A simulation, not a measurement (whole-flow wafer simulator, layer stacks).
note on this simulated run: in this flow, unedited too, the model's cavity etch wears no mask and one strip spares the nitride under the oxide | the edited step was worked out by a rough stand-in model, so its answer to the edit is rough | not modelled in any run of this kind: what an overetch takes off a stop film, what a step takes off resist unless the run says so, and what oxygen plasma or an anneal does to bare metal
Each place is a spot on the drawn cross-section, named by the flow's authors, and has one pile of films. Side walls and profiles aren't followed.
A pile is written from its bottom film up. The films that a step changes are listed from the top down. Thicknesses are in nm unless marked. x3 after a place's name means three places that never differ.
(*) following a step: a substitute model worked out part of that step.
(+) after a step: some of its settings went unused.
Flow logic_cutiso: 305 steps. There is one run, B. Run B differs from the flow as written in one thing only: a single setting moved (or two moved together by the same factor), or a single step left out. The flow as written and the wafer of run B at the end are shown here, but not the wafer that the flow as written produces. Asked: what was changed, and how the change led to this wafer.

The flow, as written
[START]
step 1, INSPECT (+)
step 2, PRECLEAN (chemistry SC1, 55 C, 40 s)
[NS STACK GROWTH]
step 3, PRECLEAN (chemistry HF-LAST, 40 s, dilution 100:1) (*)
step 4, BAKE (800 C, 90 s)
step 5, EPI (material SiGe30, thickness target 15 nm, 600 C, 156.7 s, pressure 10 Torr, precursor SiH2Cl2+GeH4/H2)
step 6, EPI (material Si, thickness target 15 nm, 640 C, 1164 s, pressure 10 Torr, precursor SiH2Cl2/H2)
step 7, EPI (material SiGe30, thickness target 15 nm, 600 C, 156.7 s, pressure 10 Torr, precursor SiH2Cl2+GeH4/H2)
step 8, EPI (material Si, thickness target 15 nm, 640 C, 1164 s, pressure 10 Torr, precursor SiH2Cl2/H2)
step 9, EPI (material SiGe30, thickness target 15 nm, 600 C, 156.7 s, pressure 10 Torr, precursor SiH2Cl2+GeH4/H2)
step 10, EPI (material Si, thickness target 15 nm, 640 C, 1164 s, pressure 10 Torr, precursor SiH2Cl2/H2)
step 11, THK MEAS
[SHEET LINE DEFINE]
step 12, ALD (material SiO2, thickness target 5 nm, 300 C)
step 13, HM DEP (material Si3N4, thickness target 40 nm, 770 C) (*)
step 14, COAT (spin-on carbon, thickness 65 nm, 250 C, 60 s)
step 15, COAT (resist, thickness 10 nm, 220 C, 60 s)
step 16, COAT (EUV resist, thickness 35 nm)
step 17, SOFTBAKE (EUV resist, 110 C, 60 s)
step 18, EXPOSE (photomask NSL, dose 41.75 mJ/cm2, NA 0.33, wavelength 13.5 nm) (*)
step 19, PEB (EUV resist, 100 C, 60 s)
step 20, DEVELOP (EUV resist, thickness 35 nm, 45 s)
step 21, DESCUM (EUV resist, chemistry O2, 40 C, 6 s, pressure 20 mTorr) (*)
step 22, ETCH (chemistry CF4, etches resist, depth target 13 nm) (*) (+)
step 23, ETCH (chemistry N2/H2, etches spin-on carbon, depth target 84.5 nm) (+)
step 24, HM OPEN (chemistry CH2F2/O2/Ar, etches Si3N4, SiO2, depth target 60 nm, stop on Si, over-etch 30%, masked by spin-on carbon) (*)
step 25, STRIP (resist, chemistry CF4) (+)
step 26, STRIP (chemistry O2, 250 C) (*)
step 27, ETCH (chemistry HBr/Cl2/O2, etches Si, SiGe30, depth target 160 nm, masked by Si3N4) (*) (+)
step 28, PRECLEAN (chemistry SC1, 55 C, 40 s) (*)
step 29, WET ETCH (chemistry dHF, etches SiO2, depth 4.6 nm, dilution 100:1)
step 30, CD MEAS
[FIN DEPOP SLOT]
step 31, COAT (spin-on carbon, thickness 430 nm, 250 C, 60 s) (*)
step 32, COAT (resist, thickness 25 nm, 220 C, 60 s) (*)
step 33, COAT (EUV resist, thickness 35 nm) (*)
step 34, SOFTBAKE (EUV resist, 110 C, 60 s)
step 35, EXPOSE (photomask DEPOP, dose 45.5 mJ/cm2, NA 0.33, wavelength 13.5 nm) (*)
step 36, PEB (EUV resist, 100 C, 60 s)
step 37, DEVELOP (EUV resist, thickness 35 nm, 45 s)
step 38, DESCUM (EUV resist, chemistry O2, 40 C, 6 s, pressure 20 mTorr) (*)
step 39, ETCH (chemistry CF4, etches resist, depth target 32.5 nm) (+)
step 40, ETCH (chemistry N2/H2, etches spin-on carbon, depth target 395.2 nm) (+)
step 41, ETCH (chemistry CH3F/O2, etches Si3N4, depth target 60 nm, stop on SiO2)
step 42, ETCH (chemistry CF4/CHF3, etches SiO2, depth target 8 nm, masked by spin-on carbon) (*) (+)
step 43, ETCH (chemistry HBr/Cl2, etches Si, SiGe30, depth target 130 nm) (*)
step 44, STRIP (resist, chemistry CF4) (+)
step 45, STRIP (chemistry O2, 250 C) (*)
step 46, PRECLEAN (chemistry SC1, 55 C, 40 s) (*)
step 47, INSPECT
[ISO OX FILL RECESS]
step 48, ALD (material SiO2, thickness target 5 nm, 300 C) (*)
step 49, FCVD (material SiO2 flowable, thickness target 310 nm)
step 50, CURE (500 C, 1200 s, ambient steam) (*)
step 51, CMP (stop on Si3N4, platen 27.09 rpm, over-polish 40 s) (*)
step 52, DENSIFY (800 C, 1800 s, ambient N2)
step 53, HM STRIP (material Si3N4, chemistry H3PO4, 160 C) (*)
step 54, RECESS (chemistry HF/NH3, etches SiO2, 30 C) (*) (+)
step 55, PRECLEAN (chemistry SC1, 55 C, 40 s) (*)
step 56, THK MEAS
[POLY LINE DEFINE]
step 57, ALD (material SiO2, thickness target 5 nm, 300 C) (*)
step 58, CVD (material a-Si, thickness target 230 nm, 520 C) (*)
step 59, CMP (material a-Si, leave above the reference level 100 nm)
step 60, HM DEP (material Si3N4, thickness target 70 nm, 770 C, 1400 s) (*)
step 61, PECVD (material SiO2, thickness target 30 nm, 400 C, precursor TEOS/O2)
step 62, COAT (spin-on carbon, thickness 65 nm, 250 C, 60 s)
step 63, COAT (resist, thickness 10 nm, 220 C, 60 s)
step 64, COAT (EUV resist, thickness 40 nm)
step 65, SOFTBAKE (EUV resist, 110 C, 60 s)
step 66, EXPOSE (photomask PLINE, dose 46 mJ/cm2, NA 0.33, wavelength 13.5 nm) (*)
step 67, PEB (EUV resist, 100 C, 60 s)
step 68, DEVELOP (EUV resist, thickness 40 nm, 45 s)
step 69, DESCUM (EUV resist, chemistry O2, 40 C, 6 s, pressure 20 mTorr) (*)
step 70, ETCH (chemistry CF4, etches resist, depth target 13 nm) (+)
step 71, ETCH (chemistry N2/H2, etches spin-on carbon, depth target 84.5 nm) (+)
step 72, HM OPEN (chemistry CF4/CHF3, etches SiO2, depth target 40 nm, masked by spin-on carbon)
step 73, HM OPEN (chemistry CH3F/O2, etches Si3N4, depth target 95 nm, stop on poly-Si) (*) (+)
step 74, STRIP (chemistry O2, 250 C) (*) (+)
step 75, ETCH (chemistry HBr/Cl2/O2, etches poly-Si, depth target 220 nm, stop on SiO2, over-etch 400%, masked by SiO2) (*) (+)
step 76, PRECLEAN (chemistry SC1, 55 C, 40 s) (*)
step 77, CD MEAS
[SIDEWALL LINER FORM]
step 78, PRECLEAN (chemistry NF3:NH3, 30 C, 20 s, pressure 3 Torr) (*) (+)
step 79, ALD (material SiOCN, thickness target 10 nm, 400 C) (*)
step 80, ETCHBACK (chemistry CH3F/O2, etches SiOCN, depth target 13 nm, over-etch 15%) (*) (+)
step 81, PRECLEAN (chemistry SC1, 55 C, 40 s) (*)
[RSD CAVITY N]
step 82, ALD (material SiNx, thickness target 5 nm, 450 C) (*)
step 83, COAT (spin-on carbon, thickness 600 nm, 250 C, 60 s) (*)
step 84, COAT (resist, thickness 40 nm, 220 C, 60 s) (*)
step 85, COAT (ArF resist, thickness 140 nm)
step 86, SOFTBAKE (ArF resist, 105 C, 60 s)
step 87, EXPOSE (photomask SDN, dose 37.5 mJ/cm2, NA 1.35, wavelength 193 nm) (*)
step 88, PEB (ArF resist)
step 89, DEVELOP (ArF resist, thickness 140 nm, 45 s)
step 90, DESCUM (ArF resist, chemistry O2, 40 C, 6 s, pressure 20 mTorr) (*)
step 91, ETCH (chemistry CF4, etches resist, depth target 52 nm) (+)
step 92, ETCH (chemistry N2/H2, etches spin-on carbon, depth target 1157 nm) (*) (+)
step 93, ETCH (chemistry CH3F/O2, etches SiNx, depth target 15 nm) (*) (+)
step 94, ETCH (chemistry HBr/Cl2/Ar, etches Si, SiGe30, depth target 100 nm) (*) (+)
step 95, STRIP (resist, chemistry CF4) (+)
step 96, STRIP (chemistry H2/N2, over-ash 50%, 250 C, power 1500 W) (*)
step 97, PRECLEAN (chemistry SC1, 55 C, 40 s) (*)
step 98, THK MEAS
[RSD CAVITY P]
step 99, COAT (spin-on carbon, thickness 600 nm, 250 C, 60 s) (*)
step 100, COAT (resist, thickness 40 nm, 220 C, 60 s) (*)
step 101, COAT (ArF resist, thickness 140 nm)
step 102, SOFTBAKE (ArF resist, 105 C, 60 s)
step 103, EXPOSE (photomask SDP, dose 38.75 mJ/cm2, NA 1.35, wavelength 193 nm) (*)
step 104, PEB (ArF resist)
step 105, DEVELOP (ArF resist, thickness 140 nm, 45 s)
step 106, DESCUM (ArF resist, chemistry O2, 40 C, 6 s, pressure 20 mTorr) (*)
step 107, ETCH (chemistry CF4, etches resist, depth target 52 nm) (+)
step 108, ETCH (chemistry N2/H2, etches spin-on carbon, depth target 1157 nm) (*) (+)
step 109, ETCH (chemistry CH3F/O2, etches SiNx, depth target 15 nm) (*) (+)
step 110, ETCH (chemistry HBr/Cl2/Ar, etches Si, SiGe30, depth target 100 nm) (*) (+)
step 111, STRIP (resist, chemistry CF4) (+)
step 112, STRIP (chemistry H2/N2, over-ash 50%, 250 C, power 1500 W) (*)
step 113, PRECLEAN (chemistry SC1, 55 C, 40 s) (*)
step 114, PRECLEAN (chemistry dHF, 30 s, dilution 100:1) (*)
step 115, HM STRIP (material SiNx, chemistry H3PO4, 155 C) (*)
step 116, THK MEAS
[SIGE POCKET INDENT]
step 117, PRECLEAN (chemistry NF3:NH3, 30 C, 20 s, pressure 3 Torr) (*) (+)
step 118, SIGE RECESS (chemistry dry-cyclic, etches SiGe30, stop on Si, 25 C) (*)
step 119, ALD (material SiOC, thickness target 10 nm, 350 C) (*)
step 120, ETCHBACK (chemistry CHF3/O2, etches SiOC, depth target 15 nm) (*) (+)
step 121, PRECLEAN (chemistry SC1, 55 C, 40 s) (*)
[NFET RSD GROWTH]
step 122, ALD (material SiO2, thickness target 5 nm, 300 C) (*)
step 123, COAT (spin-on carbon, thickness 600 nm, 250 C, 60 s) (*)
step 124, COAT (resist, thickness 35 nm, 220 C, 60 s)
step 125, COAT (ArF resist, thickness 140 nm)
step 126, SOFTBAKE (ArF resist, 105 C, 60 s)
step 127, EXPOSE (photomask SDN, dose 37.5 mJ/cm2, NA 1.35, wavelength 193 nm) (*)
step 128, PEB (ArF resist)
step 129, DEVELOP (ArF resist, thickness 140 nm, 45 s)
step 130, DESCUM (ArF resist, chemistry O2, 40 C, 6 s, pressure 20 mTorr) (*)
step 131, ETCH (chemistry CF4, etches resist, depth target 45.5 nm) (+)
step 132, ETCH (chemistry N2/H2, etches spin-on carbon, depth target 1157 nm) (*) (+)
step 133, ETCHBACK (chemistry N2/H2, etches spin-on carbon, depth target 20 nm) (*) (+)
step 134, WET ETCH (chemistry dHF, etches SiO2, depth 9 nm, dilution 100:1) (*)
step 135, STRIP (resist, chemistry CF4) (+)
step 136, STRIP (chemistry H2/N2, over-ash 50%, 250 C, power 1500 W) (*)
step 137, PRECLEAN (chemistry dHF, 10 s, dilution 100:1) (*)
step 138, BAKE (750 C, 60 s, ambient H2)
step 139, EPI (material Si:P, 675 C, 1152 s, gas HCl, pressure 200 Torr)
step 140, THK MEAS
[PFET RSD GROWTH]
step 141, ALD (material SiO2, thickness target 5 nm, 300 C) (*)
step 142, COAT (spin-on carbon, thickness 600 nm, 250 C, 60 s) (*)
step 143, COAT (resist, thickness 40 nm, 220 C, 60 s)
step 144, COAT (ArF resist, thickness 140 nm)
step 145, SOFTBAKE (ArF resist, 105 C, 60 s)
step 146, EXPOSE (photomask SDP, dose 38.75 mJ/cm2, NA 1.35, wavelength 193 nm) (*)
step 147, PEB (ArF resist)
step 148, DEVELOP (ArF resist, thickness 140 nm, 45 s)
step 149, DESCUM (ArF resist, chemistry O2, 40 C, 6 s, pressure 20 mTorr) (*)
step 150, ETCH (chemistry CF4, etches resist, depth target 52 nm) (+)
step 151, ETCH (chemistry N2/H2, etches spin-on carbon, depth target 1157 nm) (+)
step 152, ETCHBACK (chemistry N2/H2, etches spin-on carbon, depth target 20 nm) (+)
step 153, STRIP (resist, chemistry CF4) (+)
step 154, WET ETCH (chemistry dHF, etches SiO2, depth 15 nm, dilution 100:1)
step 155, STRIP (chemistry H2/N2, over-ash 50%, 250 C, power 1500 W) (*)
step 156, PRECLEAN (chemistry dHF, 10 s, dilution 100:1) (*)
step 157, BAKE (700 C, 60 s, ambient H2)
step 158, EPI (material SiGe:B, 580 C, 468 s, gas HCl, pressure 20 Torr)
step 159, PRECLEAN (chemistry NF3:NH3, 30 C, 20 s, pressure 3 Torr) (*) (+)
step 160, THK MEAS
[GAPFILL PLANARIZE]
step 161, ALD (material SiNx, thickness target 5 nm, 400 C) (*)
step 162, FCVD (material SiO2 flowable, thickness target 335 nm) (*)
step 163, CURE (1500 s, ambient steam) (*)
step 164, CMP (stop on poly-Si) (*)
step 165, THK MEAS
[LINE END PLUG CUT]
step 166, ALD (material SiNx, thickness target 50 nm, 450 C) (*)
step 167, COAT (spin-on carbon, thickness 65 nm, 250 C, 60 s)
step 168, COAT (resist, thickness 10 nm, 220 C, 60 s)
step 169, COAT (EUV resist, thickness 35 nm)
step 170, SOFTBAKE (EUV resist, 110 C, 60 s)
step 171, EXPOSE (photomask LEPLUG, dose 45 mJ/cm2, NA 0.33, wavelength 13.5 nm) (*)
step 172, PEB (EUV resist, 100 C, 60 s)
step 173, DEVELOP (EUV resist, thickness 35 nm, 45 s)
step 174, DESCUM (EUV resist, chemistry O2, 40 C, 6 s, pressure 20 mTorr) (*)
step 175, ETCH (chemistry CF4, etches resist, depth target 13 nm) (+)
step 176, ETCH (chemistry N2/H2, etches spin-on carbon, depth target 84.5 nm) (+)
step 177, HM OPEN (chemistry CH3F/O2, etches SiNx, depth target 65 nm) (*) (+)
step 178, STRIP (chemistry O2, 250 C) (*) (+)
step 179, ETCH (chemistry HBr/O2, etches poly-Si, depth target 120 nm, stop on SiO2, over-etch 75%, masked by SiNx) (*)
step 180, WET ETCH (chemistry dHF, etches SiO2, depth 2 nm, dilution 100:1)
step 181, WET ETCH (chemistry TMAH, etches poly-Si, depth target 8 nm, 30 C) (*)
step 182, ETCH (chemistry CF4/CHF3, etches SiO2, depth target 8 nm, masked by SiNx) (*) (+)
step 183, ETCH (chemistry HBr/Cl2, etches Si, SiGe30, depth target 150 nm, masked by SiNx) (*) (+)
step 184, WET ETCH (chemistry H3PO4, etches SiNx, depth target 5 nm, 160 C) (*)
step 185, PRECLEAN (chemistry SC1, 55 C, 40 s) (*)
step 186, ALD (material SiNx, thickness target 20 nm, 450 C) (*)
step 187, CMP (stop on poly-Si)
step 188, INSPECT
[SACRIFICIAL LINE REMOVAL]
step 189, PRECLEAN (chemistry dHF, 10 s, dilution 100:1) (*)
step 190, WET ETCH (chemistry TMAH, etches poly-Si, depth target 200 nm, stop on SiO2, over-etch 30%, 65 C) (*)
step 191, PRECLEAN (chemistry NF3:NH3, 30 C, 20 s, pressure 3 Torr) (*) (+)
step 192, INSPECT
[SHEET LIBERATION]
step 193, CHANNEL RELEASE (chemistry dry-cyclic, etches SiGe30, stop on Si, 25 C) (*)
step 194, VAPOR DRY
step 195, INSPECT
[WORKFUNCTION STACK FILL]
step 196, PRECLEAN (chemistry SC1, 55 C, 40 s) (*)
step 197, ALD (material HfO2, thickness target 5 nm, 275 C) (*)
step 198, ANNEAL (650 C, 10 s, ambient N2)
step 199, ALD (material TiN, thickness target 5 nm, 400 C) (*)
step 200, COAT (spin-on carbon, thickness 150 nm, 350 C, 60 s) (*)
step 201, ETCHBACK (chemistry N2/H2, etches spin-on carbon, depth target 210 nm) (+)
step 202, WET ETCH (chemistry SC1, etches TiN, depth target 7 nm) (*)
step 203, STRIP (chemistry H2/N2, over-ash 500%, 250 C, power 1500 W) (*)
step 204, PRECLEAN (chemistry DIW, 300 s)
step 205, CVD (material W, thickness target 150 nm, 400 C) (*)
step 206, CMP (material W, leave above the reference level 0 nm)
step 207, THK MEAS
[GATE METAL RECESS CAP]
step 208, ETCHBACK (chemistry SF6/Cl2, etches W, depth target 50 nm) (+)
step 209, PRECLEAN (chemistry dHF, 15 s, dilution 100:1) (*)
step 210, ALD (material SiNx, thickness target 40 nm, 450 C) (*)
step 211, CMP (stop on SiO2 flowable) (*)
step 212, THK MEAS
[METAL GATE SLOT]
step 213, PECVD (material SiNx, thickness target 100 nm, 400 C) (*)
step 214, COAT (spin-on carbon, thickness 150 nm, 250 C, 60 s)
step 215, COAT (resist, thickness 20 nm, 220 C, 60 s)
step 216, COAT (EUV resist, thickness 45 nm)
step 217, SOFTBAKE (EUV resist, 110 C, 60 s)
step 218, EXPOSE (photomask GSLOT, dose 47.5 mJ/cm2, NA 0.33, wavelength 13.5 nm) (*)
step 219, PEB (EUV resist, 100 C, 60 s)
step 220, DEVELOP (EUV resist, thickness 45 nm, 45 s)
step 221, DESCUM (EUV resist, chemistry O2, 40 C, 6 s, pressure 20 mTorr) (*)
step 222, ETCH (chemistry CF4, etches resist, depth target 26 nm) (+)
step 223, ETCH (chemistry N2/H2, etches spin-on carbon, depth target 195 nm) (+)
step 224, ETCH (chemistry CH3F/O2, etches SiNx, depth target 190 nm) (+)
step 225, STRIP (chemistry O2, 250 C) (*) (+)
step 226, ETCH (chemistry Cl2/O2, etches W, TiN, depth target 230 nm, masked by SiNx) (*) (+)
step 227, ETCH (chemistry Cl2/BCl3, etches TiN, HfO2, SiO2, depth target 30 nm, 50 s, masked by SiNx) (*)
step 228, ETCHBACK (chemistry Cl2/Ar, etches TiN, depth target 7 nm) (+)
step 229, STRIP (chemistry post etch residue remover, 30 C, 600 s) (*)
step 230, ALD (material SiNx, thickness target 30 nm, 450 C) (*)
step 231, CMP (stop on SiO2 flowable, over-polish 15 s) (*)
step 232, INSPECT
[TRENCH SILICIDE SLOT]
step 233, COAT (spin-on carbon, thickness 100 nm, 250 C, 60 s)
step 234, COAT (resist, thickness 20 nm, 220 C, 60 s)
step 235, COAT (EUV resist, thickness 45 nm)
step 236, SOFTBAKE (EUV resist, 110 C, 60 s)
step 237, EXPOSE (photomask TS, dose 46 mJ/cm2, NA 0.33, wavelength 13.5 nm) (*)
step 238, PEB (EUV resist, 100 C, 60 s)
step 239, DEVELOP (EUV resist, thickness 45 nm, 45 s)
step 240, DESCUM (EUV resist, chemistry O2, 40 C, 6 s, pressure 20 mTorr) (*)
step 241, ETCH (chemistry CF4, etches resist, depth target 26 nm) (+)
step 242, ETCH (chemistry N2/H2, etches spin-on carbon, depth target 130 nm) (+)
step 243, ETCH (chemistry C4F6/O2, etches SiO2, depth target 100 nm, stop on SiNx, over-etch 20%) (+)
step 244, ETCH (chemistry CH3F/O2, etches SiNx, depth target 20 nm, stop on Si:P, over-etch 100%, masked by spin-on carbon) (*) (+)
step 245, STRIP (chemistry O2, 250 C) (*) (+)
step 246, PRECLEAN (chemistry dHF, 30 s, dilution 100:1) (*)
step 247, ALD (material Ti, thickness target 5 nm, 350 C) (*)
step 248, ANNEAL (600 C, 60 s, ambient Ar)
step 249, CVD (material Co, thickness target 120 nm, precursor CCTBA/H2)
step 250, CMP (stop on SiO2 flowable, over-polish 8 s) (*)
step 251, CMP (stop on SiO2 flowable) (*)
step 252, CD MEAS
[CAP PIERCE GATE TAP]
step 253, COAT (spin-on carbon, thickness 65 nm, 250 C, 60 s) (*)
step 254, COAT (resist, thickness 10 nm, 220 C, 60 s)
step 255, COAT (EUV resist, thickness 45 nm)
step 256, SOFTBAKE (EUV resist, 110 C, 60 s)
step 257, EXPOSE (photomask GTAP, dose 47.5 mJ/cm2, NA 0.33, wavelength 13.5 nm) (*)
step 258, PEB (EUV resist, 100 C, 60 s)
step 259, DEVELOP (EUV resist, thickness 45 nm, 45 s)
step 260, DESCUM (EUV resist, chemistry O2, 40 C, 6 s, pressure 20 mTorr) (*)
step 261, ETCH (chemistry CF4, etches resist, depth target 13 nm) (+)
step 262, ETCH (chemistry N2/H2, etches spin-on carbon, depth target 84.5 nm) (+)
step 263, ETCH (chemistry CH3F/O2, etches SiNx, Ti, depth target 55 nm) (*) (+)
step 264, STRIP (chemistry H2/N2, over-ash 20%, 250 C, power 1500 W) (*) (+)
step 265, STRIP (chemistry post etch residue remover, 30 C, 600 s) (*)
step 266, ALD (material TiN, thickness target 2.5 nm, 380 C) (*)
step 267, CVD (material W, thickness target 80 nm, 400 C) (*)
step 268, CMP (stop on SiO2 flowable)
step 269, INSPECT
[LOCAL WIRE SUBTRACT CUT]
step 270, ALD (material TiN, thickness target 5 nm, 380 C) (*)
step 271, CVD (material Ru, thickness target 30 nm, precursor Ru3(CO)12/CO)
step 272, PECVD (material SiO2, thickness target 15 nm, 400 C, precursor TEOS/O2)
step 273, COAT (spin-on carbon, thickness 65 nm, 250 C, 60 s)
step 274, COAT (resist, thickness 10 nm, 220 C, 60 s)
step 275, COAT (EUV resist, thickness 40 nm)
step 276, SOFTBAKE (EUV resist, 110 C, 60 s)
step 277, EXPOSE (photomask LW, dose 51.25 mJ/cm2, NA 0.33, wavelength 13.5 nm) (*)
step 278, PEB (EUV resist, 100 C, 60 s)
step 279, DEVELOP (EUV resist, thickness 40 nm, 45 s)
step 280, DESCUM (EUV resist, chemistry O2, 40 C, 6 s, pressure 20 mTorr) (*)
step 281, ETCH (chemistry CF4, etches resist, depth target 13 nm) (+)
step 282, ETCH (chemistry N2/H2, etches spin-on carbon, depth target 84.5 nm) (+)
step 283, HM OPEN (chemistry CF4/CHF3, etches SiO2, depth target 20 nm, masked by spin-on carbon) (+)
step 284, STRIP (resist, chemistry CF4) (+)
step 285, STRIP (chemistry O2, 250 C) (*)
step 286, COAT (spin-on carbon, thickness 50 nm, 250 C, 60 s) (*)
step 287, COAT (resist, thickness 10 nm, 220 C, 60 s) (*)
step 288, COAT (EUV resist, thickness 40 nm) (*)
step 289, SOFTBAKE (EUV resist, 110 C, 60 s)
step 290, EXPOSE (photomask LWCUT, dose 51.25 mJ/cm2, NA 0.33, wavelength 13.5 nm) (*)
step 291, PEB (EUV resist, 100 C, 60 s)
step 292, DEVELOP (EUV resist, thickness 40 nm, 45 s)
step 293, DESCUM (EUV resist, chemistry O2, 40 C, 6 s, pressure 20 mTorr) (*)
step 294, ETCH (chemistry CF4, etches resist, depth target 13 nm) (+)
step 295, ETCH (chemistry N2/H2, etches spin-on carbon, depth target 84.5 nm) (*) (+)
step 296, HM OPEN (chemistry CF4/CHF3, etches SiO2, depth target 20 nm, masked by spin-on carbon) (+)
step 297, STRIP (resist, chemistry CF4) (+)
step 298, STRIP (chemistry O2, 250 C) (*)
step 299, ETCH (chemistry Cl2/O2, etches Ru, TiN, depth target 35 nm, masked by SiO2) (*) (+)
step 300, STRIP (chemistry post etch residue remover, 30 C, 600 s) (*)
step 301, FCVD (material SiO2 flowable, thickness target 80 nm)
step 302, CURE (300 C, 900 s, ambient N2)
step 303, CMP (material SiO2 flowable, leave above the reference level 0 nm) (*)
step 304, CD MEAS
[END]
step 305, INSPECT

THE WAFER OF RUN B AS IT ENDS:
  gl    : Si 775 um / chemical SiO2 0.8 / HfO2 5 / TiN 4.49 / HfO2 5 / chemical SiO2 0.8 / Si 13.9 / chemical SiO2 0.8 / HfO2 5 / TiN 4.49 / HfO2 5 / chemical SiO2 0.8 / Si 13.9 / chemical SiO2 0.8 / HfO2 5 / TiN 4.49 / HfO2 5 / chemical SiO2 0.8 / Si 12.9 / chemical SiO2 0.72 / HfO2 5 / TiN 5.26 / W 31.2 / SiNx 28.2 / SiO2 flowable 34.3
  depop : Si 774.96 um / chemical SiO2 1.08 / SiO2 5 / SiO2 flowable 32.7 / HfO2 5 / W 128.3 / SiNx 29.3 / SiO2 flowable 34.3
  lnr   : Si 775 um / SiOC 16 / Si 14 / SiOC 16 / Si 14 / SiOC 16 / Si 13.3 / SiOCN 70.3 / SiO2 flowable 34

What caused this: step 270, ALD: thickness target 4 nm was run, whereas the flow has thickness target 5 nm.

How this came from the change, step by step:
  step 270, ALD (material TiN, thickness target 5 nm, 380 C) (*)
      depop, dpovl, gfld and 19 more: +4 TiN (new film) (it would be, as written: +5 TiN (new film))
  step 299, ETCH (chemistry Cl2/O2, etches Ru, TiN, depth target 35 nm, masked by SiO2) (*) (+)
      depop, dpovl, gl and 8 more: -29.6 Ru (all of it), -4 TiN (all of it), -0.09 SiNx (it would be, as written: -29.6 Ru (all of it), -5 TiN (all of it))
      iso: -29.6 Ru (all of it), -4 TiN (all of it), -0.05 SiO2 flowable (it would be, as written: -29.6 Ru (all of it), -5 TiN (all of it))
      (and at 6 other places as well)
  step 303, CMP (material SiO2 flowable, leave above the reference level 0 nm) (*)
      depop, dpovl, isow, ns, nsgap: -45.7 SiO2 flowable (it would be, as written: -44.7 SiO2 flowable)
